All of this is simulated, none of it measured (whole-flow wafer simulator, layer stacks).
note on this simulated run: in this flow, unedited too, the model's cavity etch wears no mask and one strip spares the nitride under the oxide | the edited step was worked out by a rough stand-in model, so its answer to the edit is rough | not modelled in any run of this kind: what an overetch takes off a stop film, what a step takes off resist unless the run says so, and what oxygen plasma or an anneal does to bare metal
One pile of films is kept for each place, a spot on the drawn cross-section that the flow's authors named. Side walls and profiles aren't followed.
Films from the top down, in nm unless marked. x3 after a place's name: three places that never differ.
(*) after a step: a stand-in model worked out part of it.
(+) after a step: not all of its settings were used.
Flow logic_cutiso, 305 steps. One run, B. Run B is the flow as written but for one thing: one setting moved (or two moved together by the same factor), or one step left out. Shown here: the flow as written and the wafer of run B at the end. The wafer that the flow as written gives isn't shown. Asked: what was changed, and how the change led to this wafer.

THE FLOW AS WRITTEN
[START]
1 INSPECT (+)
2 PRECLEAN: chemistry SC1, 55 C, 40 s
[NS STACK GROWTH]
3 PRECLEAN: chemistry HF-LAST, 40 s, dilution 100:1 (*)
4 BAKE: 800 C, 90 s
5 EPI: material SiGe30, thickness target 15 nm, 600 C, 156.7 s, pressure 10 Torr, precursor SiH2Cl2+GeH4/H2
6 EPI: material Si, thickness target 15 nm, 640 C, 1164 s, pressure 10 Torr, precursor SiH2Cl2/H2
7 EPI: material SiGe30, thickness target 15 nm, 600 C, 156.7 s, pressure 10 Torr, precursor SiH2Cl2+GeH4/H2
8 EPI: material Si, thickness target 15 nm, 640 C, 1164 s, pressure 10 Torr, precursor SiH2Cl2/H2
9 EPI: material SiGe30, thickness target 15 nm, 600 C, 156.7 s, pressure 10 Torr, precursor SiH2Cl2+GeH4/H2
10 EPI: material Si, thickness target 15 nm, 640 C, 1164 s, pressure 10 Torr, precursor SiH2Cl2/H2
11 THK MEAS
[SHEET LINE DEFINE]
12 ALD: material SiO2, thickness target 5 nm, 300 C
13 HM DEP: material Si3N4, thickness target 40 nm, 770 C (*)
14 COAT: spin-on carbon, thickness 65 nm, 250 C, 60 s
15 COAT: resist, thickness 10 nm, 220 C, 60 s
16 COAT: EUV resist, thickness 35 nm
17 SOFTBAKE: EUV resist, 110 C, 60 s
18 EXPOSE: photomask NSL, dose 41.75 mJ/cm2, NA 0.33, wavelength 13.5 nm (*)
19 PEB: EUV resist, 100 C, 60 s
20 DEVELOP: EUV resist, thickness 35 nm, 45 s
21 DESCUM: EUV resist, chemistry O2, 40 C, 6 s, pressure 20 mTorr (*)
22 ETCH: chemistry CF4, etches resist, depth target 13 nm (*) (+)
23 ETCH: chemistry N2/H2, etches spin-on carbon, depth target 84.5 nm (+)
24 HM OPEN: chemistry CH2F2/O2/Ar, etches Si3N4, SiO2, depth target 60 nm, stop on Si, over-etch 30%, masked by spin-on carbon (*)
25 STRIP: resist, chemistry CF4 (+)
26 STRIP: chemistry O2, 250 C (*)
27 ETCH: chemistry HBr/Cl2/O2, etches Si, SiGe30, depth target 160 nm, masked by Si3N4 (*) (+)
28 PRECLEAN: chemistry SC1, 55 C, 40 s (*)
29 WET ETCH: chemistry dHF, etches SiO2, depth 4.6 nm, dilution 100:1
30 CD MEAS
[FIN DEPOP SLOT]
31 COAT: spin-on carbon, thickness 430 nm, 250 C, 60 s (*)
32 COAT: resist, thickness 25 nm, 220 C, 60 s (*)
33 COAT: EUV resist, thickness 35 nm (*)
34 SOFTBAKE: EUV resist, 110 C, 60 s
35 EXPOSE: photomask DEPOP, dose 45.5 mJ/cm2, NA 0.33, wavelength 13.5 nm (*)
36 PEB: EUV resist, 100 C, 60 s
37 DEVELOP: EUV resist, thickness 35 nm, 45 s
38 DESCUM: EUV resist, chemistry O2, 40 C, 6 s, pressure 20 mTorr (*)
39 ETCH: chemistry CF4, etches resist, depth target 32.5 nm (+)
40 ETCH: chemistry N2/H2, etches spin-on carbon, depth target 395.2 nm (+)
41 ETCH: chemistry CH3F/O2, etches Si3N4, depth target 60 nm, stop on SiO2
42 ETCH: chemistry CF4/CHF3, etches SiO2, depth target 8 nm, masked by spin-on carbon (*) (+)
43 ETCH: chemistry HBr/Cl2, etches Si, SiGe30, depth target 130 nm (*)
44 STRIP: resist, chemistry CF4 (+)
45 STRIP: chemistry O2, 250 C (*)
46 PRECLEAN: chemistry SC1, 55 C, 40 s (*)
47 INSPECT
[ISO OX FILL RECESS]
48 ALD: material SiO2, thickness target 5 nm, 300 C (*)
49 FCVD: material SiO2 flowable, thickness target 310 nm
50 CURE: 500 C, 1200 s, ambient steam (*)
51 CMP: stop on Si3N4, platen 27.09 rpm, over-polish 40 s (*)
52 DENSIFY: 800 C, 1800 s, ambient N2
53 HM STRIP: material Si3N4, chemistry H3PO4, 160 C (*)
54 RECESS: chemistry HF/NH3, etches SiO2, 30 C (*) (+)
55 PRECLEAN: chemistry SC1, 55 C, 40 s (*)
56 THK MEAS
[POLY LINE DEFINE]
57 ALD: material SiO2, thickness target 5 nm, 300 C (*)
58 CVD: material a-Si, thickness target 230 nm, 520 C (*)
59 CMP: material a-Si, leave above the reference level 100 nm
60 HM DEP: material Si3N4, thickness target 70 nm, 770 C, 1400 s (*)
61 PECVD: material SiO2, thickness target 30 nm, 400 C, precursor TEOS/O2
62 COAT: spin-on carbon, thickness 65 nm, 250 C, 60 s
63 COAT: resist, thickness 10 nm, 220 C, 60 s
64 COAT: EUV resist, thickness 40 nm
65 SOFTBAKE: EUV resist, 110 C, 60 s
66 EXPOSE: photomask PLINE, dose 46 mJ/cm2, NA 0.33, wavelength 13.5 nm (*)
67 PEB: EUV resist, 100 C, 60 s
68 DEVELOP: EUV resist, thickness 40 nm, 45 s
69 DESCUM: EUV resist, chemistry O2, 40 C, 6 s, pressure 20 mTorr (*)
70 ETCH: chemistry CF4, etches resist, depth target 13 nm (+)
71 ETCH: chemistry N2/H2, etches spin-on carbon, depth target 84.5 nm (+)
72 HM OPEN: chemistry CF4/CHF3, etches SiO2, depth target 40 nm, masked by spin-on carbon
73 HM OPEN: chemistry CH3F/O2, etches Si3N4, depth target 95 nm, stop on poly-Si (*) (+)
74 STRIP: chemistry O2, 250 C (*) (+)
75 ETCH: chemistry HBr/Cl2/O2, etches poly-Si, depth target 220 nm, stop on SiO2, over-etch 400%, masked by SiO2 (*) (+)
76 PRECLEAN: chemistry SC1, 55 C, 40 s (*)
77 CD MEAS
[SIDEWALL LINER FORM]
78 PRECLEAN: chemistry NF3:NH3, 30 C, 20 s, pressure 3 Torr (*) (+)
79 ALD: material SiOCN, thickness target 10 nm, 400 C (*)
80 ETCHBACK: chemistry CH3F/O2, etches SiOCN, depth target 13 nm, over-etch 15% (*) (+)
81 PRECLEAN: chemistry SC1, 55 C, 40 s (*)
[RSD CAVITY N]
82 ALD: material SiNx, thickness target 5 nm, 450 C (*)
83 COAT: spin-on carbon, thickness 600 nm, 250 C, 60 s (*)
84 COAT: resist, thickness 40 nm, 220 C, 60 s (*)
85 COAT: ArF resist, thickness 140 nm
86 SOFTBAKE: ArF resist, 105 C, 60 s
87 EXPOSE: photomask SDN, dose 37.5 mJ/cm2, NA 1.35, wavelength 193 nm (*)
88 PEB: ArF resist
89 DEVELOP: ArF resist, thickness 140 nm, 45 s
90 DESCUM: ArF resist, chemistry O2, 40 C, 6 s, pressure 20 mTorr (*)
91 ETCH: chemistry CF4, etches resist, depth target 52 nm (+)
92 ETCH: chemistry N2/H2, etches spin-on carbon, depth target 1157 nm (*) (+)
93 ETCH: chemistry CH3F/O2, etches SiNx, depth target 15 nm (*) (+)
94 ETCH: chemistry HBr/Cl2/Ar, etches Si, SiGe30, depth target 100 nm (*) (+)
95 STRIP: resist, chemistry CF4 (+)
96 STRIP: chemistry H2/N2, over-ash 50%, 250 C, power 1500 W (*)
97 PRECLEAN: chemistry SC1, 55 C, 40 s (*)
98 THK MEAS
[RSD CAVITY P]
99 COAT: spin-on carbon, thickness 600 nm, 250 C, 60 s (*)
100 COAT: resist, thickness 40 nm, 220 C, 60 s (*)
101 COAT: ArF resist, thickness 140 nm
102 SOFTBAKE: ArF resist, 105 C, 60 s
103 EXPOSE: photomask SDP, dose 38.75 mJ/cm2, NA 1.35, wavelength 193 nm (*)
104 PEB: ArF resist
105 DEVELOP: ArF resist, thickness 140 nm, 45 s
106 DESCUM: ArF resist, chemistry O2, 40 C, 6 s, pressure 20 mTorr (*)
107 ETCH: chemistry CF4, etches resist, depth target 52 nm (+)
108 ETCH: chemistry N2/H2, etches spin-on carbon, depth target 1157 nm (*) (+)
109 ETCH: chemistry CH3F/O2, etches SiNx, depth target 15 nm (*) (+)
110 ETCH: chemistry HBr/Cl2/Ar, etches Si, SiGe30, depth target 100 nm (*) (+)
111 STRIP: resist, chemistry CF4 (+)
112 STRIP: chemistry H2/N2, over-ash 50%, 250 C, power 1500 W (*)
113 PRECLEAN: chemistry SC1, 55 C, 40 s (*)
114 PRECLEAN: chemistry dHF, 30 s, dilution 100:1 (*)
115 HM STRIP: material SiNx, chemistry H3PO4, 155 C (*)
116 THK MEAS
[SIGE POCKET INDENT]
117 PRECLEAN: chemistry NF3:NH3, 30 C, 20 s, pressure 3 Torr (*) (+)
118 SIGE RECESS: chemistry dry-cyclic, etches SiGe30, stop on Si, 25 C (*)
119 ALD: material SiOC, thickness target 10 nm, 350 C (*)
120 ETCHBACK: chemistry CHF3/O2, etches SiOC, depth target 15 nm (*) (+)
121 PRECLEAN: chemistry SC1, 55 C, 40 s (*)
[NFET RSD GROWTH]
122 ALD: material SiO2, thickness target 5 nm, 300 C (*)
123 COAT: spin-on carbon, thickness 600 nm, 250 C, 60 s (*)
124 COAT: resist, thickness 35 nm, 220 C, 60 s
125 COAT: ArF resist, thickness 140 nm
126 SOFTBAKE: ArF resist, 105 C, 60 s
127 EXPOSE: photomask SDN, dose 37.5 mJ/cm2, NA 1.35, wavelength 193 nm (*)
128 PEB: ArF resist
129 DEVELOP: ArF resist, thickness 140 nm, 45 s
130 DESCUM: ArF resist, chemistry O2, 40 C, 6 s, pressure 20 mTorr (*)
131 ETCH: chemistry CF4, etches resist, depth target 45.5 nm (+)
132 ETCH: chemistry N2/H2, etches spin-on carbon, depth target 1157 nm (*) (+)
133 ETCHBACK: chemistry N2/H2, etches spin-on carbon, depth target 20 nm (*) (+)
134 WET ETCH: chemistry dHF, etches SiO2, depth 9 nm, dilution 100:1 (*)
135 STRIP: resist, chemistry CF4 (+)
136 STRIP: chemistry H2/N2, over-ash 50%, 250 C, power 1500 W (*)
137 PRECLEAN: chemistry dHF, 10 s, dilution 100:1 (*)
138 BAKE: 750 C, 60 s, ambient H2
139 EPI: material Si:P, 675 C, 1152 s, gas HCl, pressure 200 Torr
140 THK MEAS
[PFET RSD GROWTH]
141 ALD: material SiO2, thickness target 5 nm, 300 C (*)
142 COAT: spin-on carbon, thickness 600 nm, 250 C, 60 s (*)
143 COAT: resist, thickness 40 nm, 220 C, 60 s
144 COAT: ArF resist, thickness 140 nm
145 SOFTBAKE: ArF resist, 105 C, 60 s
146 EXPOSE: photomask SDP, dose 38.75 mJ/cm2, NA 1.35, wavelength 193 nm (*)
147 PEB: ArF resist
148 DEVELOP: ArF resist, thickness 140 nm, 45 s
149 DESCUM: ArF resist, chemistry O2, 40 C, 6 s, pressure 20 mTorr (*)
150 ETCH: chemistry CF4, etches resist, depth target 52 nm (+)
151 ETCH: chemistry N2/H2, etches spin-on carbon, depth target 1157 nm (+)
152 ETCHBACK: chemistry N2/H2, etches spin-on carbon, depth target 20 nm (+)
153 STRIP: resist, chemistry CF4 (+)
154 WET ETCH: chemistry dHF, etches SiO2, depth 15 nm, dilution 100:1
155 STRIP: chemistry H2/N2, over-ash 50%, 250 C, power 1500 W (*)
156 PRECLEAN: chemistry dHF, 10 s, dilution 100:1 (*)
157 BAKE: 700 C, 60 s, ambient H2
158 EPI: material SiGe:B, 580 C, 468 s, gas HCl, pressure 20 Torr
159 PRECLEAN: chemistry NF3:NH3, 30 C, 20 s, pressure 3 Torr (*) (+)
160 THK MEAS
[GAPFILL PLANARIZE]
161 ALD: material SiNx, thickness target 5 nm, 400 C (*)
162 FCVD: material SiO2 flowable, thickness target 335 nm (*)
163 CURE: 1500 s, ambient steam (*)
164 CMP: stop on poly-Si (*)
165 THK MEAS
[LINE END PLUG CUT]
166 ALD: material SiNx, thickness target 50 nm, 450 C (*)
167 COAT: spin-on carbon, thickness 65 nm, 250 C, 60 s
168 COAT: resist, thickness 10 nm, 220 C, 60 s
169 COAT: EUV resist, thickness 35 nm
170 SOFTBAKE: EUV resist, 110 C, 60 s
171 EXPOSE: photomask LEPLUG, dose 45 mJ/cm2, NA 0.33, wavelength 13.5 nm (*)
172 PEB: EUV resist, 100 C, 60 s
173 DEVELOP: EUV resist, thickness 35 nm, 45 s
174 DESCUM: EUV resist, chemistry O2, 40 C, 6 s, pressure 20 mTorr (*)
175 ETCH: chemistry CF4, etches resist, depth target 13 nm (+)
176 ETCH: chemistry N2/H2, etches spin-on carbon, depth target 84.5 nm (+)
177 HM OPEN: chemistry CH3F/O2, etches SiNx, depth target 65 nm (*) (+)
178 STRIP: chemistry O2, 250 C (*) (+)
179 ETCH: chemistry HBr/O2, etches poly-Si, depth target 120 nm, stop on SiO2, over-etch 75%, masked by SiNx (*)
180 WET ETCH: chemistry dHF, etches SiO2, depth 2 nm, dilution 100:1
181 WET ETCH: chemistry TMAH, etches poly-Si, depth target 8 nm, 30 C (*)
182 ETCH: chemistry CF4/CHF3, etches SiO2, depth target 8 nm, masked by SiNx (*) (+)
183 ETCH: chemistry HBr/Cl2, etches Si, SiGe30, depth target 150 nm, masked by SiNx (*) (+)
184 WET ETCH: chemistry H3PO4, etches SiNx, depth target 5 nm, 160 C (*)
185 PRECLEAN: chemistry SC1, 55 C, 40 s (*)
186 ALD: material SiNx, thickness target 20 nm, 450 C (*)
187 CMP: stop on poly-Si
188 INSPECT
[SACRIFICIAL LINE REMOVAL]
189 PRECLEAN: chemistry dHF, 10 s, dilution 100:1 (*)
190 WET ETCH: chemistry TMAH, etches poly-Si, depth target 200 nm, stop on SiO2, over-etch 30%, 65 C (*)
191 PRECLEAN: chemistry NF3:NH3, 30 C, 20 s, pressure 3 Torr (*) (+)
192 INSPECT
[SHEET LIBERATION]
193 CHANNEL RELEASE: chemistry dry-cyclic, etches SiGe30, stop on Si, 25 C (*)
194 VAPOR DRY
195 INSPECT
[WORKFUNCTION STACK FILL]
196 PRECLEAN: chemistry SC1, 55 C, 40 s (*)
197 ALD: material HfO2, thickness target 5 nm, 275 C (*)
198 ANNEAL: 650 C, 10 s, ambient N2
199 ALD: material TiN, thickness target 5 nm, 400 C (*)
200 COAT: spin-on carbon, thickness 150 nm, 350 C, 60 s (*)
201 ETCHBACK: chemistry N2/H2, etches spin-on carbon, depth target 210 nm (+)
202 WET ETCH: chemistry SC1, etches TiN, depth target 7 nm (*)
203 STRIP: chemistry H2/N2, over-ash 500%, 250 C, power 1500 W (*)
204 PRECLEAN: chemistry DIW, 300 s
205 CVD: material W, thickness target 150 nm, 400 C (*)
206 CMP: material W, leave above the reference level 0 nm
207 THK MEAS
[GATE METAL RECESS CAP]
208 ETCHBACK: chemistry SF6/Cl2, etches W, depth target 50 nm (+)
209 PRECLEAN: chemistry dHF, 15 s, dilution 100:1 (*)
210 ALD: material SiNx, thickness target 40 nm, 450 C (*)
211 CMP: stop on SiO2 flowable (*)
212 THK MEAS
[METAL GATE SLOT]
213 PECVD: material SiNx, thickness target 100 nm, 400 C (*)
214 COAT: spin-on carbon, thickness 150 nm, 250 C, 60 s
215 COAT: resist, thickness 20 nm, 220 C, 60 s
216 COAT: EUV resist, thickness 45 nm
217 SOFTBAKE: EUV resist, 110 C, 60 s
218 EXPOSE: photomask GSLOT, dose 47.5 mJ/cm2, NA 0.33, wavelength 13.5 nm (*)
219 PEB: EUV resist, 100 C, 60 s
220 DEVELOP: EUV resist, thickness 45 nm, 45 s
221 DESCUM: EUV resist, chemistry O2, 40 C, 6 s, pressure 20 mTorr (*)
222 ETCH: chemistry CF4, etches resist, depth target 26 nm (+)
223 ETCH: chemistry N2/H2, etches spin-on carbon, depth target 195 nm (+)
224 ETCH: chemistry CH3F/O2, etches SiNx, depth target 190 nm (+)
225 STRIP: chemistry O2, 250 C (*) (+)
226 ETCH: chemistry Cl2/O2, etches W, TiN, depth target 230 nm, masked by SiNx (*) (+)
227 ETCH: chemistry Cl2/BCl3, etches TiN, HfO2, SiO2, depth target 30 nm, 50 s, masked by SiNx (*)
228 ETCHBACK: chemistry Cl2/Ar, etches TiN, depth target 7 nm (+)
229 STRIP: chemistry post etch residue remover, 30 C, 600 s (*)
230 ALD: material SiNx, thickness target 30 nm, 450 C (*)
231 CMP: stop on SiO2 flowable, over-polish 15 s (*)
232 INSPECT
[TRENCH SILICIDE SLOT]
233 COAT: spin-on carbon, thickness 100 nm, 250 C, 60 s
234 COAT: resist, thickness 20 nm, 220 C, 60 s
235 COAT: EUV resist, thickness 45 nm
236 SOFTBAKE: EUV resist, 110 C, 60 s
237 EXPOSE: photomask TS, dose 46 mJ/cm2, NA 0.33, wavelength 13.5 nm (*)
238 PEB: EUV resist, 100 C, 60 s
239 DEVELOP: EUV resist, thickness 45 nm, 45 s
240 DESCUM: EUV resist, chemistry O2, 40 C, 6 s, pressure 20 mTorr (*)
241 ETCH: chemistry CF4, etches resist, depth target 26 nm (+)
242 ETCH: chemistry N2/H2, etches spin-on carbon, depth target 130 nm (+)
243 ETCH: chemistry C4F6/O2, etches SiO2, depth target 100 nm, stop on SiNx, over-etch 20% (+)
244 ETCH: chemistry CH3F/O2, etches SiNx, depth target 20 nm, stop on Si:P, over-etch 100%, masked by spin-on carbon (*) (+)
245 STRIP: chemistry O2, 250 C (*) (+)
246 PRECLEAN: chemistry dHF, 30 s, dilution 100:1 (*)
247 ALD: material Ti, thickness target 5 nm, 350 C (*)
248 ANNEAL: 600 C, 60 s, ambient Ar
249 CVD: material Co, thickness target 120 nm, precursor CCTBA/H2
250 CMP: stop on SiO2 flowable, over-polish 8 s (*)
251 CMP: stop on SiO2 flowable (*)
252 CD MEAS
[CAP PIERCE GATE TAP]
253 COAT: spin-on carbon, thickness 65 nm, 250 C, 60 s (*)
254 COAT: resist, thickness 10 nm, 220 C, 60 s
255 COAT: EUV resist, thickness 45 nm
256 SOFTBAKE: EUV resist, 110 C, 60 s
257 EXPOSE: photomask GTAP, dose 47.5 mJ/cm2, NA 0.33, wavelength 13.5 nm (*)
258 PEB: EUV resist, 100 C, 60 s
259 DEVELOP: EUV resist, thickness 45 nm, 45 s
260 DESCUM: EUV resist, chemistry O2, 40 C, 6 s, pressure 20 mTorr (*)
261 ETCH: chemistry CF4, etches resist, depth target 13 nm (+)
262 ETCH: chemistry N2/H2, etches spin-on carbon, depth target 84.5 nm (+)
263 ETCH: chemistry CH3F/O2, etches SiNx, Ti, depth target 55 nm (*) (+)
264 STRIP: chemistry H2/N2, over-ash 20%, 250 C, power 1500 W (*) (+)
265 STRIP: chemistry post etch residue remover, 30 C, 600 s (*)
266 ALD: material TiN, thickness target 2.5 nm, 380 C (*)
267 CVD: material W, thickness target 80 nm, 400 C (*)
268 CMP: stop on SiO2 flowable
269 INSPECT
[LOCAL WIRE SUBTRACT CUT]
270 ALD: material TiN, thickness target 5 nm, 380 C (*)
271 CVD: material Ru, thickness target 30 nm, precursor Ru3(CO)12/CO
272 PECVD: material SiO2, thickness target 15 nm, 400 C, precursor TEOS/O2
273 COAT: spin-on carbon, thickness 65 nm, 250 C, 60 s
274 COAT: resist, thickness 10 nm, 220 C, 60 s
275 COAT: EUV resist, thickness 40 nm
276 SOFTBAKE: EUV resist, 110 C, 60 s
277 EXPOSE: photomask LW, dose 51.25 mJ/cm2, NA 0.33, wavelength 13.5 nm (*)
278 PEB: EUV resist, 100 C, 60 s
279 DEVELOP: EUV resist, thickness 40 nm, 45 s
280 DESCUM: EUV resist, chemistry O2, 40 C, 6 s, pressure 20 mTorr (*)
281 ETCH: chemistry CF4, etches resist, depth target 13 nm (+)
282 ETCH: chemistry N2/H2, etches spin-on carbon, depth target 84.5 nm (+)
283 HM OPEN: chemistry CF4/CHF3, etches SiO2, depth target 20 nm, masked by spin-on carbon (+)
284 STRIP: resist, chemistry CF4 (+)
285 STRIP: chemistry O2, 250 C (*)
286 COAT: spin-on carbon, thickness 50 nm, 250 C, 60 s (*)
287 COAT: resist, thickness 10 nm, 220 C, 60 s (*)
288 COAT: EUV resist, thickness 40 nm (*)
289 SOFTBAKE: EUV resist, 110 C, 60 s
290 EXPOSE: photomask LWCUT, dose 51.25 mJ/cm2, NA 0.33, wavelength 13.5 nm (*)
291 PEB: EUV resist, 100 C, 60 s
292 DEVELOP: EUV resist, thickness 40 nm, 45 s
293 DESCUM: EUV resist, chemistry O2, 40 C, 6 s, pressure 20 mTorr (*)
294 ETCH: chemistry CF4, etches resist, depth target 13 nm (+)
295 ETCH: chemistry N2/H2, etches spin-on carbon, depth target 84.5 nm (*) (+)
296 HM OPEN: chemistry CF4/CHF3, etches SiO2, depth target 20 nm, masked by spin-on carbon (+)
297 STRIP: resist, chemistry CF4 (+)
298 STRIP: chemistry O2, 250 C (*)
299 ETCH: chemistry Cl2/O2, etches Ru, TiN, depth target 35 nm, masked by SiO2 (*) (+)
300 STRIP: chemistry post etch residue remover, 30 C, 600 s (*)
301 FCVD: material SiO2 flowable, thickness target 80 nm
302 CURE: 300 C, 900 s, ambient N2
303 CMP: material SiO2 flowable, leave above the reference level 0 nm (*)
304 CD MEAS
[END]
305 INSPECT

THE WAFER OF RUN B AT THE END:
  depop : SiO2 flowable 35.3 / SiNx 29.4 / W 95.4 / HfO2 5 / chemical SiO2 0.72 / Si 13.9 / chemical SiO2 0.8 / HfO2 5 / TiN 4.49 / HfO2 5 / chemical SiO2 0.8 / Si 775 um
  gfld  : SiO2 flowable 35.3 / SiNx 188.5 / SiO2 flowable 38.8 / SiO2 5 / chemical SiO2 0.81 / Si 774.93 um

The cause: step 43, ETCH: depth target 55.2 nm was run, where the flow has depth target 130 nm.

How the change led to this, step by step:
  43 ETCH: chemistry HBr/Cl2, etches Si, SiGe30, depth target 130 nm (*)
      depop: Si -14 (all of it), SiGe30 -15 (all of it), Si -15 (all of it), SiGe30 -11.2 (as written it would be: Si -14 (all of it), SiGe30 -15 (all of it), Si -15 (all of it), SiGe30 -15 (all of it), Si -15 (all of it), SiGe30 -15 (all of it), Si -41)
      dpovl, gl, glp and 16 more: spin-on carbon -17 (as written it would be: spin-on carbon -32)
      (and at 2 more places)
  45 STRIP: chemistry O2, 250 C (*)
      depop: chemical SiO2 +1.54 (new film), SiGe30 -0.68 (as written it would be: chemical SiO2 +1.13 (new film), Si -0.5)
      gfld, lnri: chemical SiO2 +0.82 (new film), spin-on carbon -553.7 (all of it), Si -0.36 (as written it would be: chemical SiO2 +0.82 (new film), spin-on carbon -538.7 (all of it), Si -0.36)
      (and at 19 more places)
  49 FCVD: material SiO2 flowable, thickness target 310 nm
      depop: SiO2 flowable +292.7 (new film) (as written it would be: SiO2 flowable +359.9 (new film))
      ns: SiO2 flowable +209.2 (new film) (as written it would be: SiO2 flowable +201.3 (new film))
  51 CMP: stop on Si3N4, platen 27.09 rpm, over-polish 40 s (*)
      depop: SiO2 flowable -208.3 (as written it would be: SiO2 flowable -200.5)
      dpovl: SiO2 flowable -208.2 (as written it would be: SiO2 flowable -200.4)
      (and at 3 more places)
  52 DENSIFY: 800 C, 1800 s, ambient N2
      depop: SiO2 flowable -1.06 (as written it would be: SiO2 flowable -2.32)
  54 RECESS: chemistry HF/NH3, etches SiO2, 30 C (*) (+)
      depop: SiO2 flowable -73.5 (all of it), SiO2 -5 (all of it), chemical SiO2 -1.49 (all of it) (as written it would be: SiO2 flowable -111.9)
  55 PRECLEAN: chemistry SC1, 55 C, 40 s (*)
      depop: chemical SiO2 +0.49 (new film), SiGe30 -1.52 (as written it would be: SiO2 flowable -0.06)
  58 CVD: material a-Si, thickness target 230 nm, 520 C (*)
      depop: a-Si +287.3 (new film) (as written it would be: a-Si +319.4 (new film))
  60 HM DEP: material Si3N4, thickness target 70 nm, 770 C, 1400 s (*)
      depop: Si3N4 +70 (new film), poly-Si +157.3 (new film), a-Si -157.3 (all of it) (as written it would be: Si3N4 +70 (new film), poly-Si +189.4 (new film), a-Si -189.4 (all of it))
  190 WET ETCH: chemistry TMAH, etches poly-Si, depth target 200 nm, stop on SiO2, over-etch 30%, 65 C (*)
      depop: poly-Si -157.3 (all of it) (as written it would be: poly-Si -189.4 (all of it))
  191 PRECLEAN: chemistry NF3:NH3, 30 C, 20 s, pressure 3 Torr (*) (+)
      depop: SiO2 -5 (all of it), chemical SiO2 -0.49 (all of it) (as written it would be: SiO2 -5 (all of it), SiO2 flowable -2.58)
  193 CHANNEL RELEASE: chemistry dry-cyclic, etches SiGe30, stop on Si, 25 C (*)
      depop: chemical SiO2 +0.8 (new film), SiGe30 -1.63 (all of it), Si -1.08, chemical SiO2 +0.8 (new film), cavity +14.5 (new film), chemical SiO2 +0.8 (new film), SiGe30 -15 (all of it), Si -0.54 (as written it would be: nothing)
  197 ALD: material HfO2, thickness target 5 nm, 275 C (*)
      depop: HfO2 +5 (new film), HfO2 +5 (new film), cavity -10, HfO2 +5 (new film) (as written it would be: HfO2 +5 (new film))
  199 ALD: material TiN, thickness target 5 nm, 400 C (*)
      depop: TiN +5 (new film), TiN +4.49 (new film), cavity -4.49 (all of it) (as written it would be: TiN +5 (new film))
  200 COAT: spin-on carbon, thickness 150 nm, 350 C, 60 s (*)
      depop: spin-on carbon +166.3 (new film) (as written it would be: spin-on carbon +194.7 (new film))
      dpovl: spin-on carbon +199.1 (new film) (as written it would be: spin-on carbon +194.8 (new film))
      (and at 2 more places)
  201 ETCHBACK: chemistry N2/H2, etches spin-on carbon, depth target 210 nm (+)
      depop: spin-on carbon -166.3 (all of it) (as written it would be: spin-on carbon -194.7 (all of it))
      dpovl: spin-on carbon -199.1 (all of it) (as written it would be: spin-on carbon -194.8 (all of it))
      (and at 2 more places)
  205 CVD: material W, thickness target 150 nm, 400 C (*)
      depop: W +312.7 (new film) (as written it would be: W +345.5 (new film))
Counting metal films that touch as one body, depop has 2 bodies (between them, from the top down: HfO2 5 / chemical SiO2 0.72 / Si 13.9 / chemical SiO2 0.8 / HfO2 5); the flow as written gives 1 body.
